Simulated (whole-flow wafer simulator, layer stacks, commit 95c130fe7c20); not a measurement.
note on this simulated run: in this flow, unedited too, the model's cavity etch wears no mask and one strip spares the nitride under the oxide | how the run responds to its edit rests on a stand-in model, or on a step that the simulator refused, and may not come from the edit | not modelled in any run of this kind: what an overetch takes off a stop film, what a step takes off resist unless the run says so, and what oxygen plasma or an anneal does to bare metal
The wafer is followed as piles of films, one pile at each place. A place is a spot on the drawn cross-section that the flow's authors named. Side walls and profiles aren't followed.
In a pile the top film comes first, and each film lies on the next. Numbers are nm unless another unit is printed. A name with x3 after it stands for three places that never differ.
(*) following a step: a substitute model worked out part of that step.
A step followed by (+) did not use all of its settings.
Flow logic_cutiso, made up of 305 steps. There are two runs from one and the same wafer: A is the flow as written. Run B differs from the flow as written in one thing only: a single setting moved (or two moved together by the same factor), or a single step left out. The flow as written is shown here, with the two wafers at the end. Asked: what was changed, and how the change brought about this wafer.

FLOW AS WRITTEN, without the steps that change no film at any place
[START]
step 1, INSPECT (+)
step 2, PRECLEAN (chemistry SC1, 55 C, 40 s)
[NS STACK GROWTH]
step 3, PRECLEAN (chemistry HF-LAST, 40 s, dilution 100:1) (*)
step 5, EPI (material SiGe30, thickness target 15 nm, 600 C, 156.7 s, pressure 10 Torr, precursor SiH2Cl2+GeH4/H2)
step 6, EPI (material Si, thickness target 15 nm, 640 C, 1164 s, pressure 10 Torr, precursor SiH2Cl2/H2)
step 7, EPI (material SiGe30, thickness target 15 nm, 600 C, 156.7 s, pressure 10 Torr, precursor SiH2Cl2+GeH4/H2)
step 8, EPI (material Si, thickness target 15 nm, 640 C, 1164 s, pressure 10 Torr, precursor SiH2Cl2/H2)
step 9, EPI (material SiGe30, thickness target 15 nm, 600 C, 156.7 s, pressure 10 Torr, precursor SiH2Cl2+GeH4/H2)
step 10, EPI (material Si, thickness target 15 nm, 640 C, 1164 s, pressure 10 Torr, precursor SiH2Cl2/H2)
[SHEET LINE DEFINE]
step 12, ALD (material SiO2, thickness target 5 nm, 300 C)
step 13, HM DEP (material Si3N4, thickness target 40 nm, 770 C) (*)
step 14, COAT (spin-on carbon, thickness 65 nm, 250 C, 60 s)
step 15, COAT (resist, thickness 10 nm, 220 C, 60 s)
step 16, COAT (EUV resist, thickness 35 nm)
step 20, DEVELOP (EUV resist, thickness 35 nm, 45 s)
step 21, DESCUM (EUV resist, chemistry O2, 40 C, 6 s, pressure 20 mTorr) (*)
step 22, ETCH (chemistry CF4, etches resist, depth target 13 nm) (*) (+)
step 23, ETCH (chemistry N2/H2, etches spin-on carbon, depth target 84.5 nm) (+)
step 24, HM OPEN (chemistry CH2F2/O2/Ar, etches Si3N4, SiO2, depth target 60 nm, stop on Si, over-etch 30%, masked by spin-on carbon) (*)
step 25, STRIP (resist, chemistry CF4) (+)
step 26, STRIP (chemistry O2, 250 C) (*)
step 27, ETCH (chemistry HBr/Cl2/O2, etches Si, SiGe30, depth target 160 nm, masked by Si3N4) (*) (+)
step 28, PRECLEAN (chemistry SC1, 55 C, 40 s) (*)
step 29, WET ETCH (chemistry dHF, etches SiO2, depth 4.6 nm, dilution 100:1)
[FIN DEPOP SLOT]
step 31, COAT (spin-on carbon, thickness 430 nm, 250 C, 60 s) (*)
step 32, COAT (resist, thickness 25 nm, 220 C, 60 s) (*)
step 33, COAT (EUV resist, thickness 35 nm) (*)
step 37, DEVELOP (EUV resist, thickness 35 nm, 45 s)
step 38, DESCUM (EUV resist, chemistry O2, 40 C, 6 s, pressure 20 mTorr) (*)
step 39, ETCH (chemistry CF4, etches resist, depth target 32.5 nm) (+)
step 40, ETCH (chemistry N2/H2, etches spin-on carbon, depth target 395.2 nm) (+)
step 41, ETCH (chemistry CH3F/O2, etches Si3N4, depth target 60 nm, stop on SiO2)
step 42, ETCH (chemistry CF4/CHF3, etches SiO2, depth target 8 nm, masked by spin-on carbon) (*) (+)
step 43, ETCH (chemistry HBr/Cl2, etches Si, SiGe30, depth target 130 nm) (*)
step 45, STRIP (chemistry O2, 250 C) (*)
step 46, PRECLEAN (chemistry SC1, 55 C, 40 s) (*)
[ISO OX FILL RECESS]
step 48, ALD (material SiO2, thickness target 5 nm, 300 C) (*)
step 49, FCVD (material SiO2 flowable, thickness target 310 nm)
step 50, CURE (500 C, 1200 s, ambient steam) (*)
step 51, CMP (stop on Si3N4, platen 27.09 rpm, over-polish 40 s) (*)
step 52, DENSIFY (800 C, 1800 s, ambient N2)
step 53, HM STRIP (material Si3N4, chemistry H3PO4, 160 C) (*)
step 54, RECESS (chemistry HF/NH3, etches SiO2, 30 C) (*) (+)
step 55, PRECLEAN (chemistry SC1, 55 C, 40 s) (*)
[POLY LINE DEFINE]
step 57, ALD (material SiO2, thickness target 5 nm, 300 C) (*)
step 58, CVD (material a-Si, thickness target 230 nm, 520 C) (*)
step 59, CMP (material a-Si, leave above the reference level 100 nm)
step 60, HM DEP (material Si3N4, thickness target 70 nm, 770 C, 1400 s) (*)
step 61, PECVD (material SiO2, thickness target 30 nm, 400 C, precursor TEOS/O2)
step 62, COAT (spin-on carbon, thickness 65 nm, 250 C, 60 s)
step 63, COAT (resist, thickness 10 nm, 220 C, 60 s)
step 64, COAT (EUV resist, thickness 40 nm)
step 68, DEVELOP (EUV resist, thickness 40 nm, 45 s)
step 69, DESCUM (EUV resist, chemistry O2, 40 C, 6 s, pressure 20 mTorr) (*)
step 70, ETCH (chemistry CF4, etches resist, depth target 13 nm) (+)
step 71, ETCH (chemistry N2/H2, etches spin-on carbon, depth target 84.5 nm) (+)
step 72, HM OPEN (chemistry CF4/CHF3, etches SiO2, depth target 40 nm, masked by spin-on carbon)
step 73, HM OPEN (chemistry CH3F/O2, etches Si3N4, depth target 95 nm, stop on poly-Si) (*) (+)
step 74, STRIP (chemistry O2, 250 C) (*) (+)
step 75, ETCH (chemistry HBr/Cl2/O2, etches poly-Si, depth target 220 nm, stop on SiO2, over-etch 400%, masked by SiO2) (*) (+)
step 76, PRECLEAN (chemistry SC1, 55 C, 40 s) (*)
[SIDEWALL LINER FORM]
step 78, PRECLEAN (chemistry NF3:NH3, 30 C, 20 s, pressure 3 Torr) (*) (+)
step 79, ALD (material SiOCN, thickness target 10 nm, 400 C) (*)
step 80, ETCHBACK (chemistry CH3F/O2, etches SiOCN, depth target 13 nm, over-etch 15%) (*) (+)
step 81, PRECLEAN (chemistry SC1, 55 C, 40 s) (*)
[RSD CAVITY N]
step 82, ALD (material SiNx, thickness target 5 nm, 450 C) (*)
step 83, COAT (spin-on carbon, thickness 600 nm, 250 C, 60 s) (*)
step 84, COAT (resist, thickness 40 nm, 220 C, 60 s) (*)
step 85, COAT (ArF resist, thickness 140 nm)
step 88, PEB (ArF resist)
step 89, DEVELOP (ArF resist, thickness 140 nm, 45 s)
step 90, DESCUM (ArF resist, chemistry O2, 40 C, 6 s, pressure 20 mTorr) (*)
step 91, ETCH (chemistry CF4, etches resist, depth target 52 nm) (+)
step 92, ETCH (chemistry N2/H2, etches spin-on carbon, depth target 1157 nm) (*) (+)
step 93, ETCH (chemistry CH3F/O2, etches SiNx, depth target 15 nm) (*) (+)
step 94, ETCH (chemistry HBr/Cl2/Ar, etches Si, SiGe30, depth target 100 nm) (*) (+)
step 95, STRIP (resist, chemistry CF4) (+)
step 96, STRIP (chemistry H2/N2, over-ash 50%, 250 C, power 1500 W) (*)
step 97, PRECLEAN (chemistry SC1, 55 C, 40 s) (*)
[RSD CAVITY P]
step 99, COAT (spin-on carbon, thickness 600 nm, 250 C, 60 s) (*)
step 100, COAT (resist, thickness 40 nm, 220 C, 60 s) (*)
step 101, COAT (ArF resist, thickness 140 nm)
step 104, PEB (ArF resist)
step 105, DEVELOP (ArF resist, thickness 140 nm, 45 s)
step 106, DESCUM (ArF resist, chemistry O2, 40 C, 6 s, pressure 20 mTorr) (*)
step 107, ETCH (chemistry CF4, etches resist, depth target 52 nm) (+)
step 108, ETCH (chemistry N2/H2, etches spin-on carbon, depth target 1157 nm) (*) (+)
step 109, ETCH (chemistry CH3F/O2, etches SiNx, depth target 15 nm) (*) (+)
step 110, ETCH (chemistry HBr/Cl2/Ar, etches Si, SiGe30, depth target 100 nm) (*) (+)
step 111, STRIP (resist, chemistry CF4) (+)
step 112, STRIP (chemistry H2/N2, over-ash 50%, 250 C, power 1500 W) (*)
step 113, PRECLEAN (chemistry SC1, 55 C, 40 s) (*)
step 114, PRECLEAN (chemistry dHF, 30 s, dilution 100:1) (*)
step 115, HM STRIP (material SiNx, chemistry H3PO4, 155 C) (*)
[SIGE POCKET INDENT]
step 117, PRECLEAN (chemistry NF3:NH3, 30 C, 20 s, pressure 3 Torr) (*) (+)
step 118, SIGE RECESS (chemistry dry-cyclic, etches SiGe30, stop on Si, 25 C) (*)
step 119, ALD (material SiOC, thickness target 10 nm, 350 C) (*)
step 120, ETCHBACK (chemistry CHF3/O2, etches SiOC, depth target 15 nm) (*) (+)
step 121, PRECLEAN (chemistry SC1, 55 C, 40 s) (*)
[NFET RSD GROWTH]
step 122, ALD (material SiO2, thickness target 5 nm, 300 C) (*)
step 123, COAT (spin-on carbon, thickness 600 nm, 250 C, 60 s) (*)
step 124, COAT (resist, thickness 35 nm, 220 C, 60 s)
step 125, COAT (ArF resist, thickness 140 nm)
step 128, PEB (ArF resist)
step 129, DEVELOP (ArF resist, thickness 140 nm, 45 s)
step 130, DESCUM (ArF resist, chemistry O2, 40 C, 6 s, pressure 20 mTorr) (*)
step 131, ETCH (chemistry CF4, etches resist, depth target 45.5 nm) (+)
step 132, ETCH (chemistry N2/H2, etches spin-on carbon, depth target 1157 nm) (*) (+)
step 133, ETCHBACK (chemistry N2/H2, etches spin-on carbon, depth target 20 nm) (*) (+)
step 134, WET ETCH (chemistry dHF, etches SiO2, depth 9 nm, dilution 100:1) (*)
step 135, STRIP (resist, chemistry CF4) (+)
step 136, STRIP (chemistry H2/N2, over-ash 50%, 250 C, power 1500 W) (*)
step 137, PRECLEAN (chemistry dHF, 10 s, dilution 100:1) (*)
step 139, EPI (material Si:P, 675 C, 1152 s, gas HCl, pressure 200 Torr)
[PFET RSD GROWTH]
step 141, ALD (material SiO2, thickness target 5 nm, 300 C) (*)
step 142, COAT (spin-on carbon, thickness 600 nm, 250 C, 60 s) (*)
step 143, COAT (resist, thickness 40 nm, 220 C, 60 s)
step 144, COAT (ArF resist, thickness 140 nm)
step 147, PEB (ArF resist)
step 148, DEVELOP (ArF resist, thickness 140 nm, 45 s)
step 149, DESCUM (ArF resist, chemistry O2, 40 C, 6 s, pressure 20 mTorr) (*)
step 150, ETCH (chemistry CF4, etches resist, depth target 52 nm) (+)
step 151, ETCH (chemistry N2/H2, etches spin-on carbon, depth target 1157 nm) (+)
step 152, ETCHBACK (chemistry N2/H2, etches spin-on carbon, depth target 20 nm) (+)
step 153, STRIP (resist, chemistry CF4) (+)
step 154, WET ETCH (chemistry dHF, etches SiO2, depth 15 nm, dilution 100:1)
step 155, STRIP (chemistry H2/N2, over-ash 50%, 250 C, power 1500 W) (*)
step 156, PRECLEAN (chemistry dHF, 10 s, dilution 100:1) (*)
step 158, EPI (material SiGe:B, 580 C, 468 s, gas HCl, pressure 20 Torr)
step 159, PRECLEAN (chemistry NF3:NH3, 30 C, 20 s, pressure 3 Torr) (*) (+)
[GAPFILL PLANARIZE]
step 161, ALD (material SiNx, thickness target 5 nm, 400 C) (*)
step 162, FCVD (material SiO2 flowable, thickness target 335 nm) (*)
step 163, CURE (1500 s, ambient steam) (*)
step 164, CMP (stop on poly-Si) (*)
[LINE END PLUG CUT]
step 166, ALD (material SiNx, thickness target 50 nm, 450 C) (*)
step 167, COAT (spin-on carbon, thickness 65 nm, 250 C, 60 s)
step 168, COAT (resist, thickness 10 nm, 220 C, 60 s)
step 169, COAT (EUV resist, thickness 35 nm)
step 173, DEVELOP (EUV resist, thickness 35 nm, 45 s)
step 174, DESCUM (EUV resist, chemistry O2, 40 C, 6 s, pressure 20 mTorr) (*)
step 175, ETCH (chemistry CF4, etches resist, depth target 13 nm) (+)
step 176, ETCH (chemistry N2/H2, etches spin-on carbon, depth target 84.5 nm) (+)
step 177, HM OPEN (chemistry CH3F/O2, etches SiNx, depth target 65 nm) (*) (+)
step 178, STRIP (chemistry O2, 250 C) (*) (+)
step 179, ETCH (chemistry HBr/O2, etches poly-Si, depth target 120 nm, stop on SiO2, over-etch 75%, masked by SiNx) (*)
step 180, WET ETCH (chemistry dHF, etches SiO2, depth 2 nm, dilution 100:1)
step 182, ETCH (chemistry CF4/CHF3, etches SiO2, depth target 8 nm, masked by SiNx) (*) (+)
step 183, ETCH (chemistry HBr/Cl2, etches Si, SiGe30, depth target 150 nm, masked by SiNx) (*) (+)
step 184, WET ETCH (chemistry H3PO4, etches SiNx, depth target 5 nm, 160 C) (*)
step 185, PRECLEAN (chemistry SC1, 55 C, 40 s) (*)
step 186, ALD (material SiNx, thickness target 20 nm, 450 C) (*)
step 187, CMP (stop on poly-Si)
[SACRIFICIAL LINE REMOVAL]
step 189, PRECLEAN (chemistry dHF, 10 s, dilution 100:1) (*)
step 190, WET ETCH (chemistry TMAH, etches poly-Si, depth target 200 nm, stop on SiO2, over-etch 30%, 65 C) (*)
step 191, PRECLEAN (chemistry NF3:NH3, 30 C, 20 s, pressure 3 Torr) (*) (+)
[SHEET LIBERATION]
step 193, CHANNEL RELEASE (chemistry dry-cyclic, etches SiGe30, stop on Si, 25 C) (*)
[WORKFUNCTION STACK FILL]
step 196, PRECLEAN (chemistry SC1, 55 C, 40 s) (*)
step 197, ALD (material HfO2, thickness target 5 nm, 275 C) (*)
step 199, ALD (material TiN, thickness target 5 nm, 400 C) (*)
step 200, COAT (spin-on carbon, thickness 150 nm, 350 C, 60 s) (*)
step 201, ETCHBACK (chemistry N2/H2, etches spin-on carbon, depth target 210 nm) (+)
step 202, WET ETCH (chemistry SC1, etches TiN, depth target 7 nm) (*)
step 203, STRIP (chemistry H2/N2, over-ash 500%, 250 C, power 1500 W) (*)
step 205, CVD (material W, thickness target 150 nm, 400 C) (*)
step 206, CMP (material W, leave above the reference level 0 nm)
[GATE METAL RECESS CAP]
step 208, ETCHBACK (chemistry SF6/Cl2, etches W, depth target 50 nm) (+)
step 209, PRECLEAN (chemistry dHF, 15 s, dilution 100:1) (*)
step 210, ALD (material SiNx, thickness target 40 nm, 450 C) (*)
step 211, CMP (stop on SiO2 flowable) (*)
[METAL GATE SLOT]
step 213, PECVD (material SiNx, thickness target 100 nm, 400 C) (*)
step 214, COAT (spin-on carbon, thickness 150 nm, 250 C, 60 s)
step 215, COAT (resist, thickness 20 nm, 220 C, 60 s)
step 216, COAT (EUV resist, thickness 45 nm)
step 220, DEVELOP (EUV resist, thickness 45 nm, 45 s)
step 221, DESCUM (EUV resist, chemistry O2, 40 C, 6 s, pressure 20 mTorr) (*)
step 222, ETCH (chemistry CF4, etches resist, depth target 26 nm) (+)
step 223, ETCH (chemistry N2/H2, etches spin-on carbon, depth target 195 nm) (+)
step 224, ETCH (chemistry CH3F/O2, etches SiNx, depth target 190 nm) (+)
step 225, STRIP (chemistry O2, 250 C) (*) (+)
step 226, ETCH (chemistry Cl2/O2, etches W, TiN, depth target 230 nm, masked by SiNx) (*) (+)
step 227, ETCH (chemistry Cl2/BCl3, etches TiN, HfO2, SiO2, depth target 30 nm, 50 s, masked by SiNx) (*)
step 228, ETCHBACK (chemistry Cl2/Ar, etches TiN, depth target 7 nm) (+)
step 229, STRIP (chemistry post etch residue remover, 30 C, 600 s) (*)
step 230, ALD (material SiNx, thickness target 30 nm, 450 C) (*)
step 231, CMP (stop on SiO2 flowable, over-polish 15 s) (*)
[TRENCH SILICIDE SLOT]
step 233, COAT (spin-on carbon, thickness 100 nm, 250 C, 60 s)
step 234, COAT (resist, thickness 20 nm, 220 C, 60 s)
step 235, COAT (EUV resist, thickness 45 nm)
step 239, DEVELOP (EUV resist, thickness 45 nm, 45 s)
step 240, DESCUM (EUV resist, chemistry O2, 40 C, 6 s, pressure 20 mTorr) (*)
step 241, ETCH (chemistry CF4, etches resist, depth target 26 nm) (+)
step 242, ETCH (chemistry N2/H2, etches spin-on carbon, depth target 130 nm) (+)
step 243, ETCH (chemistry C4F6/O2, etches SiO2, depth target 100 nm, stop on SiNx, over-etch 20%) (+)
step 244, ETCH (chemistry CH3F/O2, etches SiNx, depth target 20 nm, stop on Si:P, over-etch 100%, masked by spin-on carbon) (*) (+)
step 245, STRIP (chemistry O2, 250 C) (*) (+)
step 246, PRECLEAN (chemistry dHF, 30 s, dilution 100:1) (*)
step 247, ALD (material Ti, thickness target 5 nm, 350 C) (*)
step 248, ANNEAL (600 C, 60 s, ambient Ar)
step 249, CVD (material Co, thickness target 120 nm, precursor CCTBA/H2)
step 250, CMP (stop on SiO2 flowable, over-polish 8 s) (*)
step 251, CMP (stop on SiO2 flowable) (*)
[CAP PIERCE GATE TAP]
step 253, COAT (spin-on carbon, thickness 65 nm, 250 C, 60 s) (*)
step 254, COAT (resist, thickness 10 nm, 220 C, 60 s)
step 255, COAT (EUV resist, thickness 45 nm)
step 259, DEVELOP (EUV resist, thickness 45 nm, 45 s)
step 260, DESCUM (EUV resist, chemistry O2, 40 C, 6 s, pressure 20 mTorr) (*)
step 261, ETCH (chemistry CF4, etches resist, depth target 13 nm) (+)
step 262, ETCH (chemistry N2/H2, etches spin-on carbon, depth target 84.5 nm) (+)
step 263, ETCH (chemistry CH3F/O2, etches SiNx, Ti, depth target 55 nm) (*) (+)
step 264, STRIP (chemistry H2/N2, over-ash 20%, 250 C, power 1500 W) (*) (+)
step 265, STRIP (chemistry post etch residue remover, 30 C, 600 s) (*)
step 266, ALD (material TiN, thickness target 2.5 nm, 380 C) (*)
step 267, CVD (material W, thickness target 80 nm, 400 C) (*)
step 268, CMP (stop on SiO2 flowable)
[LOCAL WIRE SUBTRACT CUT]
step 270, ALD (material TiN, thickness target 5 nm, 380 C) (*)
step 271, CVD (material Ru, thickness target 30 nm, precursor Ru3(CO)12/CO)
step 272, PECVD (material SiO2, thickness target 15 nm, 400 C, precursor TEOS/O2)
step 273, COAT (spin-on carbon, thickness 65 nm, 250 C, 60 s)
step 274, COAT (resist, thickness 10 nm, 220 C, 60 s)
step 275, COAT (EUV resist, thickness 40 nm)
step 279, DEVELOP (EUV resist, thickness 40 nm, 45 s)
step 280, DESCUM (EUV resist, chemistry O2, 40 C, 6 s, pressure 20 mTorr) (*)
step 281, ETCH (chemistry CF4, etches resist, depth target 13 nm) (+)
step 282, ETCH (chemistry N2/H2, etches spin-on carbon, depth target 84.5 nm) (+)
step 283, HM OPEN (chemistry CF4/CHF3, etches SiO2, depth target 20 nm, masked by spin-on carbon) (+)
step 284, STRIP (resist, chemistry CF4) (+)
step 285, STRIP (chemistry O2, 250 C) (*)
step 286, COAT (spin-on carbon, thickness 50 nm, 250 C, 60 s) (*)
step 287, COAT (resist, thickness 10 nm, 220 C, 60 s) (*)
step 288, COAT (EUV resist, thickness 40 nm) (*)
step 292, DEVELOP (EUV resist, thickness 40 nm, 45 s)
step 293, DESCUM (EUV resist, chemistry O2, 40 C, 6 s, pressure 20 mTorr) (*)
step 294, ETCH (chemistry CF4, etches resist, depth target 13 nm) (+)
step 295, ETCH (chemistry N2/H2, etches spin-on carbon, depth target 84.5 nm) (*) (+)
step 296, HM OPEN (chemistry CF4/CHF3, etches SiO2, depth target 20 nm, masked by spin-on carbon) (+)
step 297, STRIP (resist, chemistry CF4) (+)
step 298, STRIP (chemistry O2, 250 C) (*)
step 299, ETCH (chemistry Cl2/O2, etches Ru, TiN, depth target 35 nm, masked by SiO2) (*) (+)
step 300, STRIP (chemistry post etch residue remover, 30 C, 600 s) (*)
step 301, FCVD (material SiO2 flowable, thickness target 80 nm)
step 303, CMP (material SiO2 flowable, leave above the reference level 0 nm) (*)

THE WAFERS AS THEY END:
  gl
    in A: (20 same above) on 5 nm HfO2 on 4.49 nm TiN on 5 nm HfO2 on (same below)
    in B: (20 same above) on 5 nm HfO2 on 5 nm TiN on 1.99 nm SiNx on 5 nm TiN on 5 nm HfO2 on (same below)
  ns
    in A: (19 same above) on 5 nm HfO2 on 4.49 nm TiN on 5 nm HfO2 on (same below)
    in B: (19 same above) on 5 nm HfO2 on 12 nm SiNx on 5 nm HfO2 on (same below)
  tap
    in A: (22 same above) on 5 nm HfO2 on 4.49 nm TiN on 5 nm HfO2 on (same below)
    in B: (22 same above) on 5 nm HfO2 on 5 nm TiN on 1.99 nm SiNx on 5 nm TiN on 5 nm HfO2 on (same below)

The reason: step 5, EPI: thickness target 22.5 nm was run, whereas the flow has thickness target 15 nm; step 5, EPI: 235 s was run, where the flow has 156.7 s.

The path from the change to this, step by step:
  step 5, EPI (material SiGe30, thickness target 15 nm, 600 C, 156.7 s, pressure 10 Torr, precursor SiH2Cl2+GeH4/H2)
      depop, dpovl, gfld and 19 more: A +15 SiGe30 (new film) | B +22.5 SiGe30 (new film)
  step 27, ETCH (chemistry HBr/Cl2/O2, etches Si, SiGe30, depth target 160 nm, masked by Si3N4) (*) (+)
      gfld, gxf, iso, lnri: A -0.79 chemical SiO2 (all of it), -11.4 Si (all of it), -15 SiGe30 (all of it), -15 Si (all of it), -15 SiGe30 (all of it), -15 Si (all of it), -15 SiGe30 (all of it), -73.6 Si | B -0.79 chemical SiO2 (all of it), -11.4 Si (all of it), -15 SiGe30 (all of it), -15 Si (all of it), -15 SiGe30 (all of it), -15 Si (all of it), -22.5 SiGe30 (all of it), -66.1 Si
      dpovl, nsgap: A -0.79 chemical SiO2 (all of it), -11.8 Si (all of it), -15 SiGe30 (all of it), -15 Si (all of it), -15 SiGe30 (all of it), -15 Si (all of it), -15 SiGe30 (all of it), -73.2 Si | B -0.79 chemical SiO2 (all of it), -11.8 Si (all of it), -15 SiGe30 (all of it), -15 Si (all of it), -15 SiGe30 (all of it), -15 Si (all of it), -22.5 SiGe30 (all of it), -65.7 Si
      (also at 1 further place)
  step 43, ETCH (chemistry HBr/Cl2, etches Si, SiGe30, depth target 130 nm) (*)
      depop: A -14 Si (all of it), -15 SiGe30 (all of it), -15 Si (all of it), -15 SiGe30 (all of it), -15 Si (all of it), -15 SiGe30 (all of it), -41 Si | B -14 Si (all of it), -15 SiGe30 (all of it), -15 Si (all of it), -15 SiGe30 (all of it), -15 Si (all of it), -22.5 SiGe30 (all of it), -33.5 Si
  step 94, ETCH (chemistry HBr/Cl2/Ar, etches Si, SiGe30, depth target 100 nm) (*) (+)
      rsdn, rsdx: A -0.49 chemical SiO2 (all of it), -12.8 Si (all of it), -15 SiGe30 (all of it), -15 Si (all of it), -15 SiGe30 (all of it), -15 Si (all of it), -15 SiGe30 (all of it), -12.2 Si | B -0.49 chemical SiO2 (all of it), -12.8 Si (all of it), -15 SiGe30 (all of it), -15 Si (all of it), -15 SiGe30 (all of it), -15 Si (all of it), -22.5 SiGe30 (all of it), -4.66 Si
  step 110, ETCH (chemistry HBr/Cl2/Ar, etches Si, SiGe30, depth target 100 nm) (*) (+)
      rsdp, rsdw: A -0.49 chemical SiO2 (all of it), -12.8 Si (all of it), -15 SiGe30 (all of it), -15 Si (all of it), -15 SiGe30 (all of it), -15 Si (all of it), -15 SiGe30 (all of it), -12.2 Si | B -0.49 chemical SiO2 (all of it), -12.8 Si (all of it), -15 SiGe30 (all of it), -15 Si (all of it), -15 SiGe30 (all of it), -15 Si (all of it), -22.5 SiGe30 (all of it), -4.66 Si
  step 118, SIGE RECESS (chemistry dry-cyclic, etches SiGe30, stop on Si, 25 C) (*)
      lnr, lnrp, lnrt: A -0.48 SiOCN, -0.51 Si, +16 cavity (new film), -15 SiGe30 (all of it), -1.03 Si, +16 cavity (new film), -15 SiGe30 (all of it), -1.03 Si, +16 cavity (new film), -15 SiGe30 (all of it), -0.51 Si | B -0.48 SiOCN, -0.51 Si, +16 cavity (new film), -15 SiGe30 (all of it), -1.03 Si, +16 cavity (new film), -15 SiGe30 (all of it), -1.03 Si, +23.5 cavity (new film), -22.5 SiGe30 (all of it), -0.51 Si
  step 119, ALD (material SiOC, thickness target 10 nm, 350 C) (*)
      lnr, lnrp, lnrt: A +10 SiOC (new film), +16 SiOC (new film), -16 cavity (all of it), +16 SiOC (new film), -16 cavity (all of it), +16 SiOC (new film), -16 cavity (all of it) | B +10 SiOC (new film), +16 SiOC (new film), -16 cavity (all of it), +16 SiOC (new film), -16 cavity (all of it), +23.5 SiOC (new film), -23.5 cavity (all of it)
  step 183, ETCH (chemistry HBr/Cl2, etches Si, SiGe30, depth target 150 nm, masked by SiNx) (*) (+)
      plug: A -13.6 Si (all of it), -15 SiGe30 (all of it), -15 Si (all of it), -15 SiGe30 (all of it), -15 Si (all of it), -15 SiGe30 (all of it), -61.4 Si | B -13.6 Si (all of it), -15 SiGe30 (all of it), -15 Si (all of it), -15 SiGe30 (all of it), -15 Si (all of it), -22.5 SiGe30 (all of it), -53.9 Si
  step 193, CHANNEL RELEASE (chemistry dry-cyclic, etches SiGe30, stop on Si, 25 C) (*)
      gl, glp, gxn, gxp, ns, tap: A +0.8 chemical SiO2 (new film), -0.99 Si, +0.8 chemical SiO2 (new film), +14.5 cavity (new film), +0.8 chemical SiO2 (new film), -15 SiGe30 (all of it), -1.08 Si, +0.8 chemical SiO2 (new film), +14.5 cavity (new film), +0.8 chemical SiO2 (new film), -15 SiGe30 (all of it), -1.08 Si, +0.8 chemical SiO2 (new film), +14.5 cavity (new film), +0.8 chemical SiO2 (new film), -15 SiGe30 (all of it), -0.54 Si | B +0.8 chemical SiO2 (new film), -0.99 Si, +0.8 chemical SiO2 (new film), +14.5 cavity (new film), +0.8 chemical SiO2 (new film), -15 SiGe30 (all of it), -1.08 Si, +0.8 chemical SiO2 (new film), +14.5 cavity (new film), +0.8 chemical SiO2 (new film), -15 SiGe30 (all of it), -1.08 Si, +0.8 chemical SiO2 (new film), +22 cavity (new film), +0.8 chemical SiO2 (new film), -22.5 SiGe30 (all of it), -0.54 Si
  step 199, ALD (material TiN, thickness target 5 nm, 400 C) (*)
      gl, glp, tap: A +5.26 TiN (new film), +4.49 TiN (new film), -4.49 cavity (all of it), +4.49 TiN (new film), -4.49 cavity (all of it), +4.49 TiN (new film), -4.49 cavity (all of it) | B +5.26 TiN (new film), +4.49 TiN (new film), -4.49 cavity (all of it), +4.49 TiN (new film), -4.49 cavity (all of it), +5 TiN (new film), -10 cavity, +5 TiN (new film)
      gxn, gxp, ns: A +5 TiN (new film), +4.49 TiN (new film), -4.49 cavity (all of it), +4.49 TiN (new film), -4.49 cavity (all of it), +4.49 TiN (new film), -4.49 cavity (all of it) | B +5 TiN (new film), +4.49 TiN (new film), -4.49 cavity (all of it), +4.49 TiN (new film), -4.49 cavity (all of it), +5 TiN (new film), -10 cavity, +5 TiN (new film)
  step 202, WET ETCH (chemistry SC1, etches TiN, depth target 7 nm) (*)
      ns: A -5 TiN (all of it) | B -5 TiN (all of it), -5 TiN (all of it), +10 cavity, -5 TiN (all of it)
  step 210, ALD (material SiNx, thickness target 40 nm, 450 C) (*)
      gl, glp, gxn, gxp, tap: A +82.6 SiNx (new film) | B +82.6 SiNx (new film), +1.99 SiNx (new film), -1.99 cavity (all of it)
      ns: A +40 SiNx (new film) | B +40 SiNx (new film), +12 SiNx (new film), -12 cavity (all of it)
If metal films that touch count as one body, gl has 5 bodies (between them, from the top down: HfO2 5 / chemical SiO2 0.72 / Si 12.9 / chemical SiO2 0.8 / HfO2 5; HfO2 5 / chemical SiO2 0.8 / Si 13.9 / chemical SiO2 0.8 / HfO2 5; HfO2 5 / chemical SiO2 0.8 / Si 13.9 / chemical SiO2 0.8 / HfO2 5; SiNx 1.99); the flow as written gives 4 bodies (between them, from the top down: HfO2 5 / chemical SiO2 0.72 / Si 12.9 / chemical SiO2 0.8 / HfO2 5; HfO2 5 / chemical SiO2 0.8 / Si 13.9 / chemical SiO2 0.8 / HfO2 5; HfO2 5 / chemical SiO2 0.8 / Si 13.9 / chemical SiO2 0.8 / HfO2 5).
If metal films that touch count as one body, ns has 3 bodies (between them, from the top down: HfO2 5 / chemical SiO2 0.72 / Si 12.9 / chemical SiO2 0.8 / HfO2 5; HfO2 5 / chemical SiO2 0.8 / Si 13.9 / chemical SiO2 0.8 / HfO2 5); the flow as written gives 4 bodies (between them, from the top down: HfO2 5 / chemical SiO2 0.72 / Si 12.9 / chemical SiO2 0.8 / HfO2 5; HfO2 5 / chemical SiO2 0.8 / Si 13.9 / chemical SiO2 0.8 / HfO2 5; HfO2 5 / chemical SiO2 0.8 / Si 13.9 / chemical SiO2 0.8 / HfO2 5).
If metal films that touch count as one body, tap has 5 bodies (between them, from the top down: HfO2 5 / chemical SiO2 0.72 / Si 12.9 / chemical SiO2 0.8 / HfO2 5; HfO2 5 / chemical SiO2 0.8 / Si 13.9 / chemical SiO2 0.8 / HfO2 5; HfO2 5 / chemical SiO2 0.8 / Si 13.9 / chemical SiO2 0.8 / HfO2 5; SiNx 1.99); the flow as written gives 4 bodies (between them, from the top down: HfO2 5 / chemical SiO2 0.72 / Si 12.9 / chemical SiO2 0.8 / HfO2 5; HfO2 5 / chemical SiO2 0.8 / Si 13.9 / chemical SiO2 0.8 / HfO2 5; HfO2 5 / chemical SiO2 0.8 / Si 13.9 / chemical SiO2 0.8 / HfO2 5).
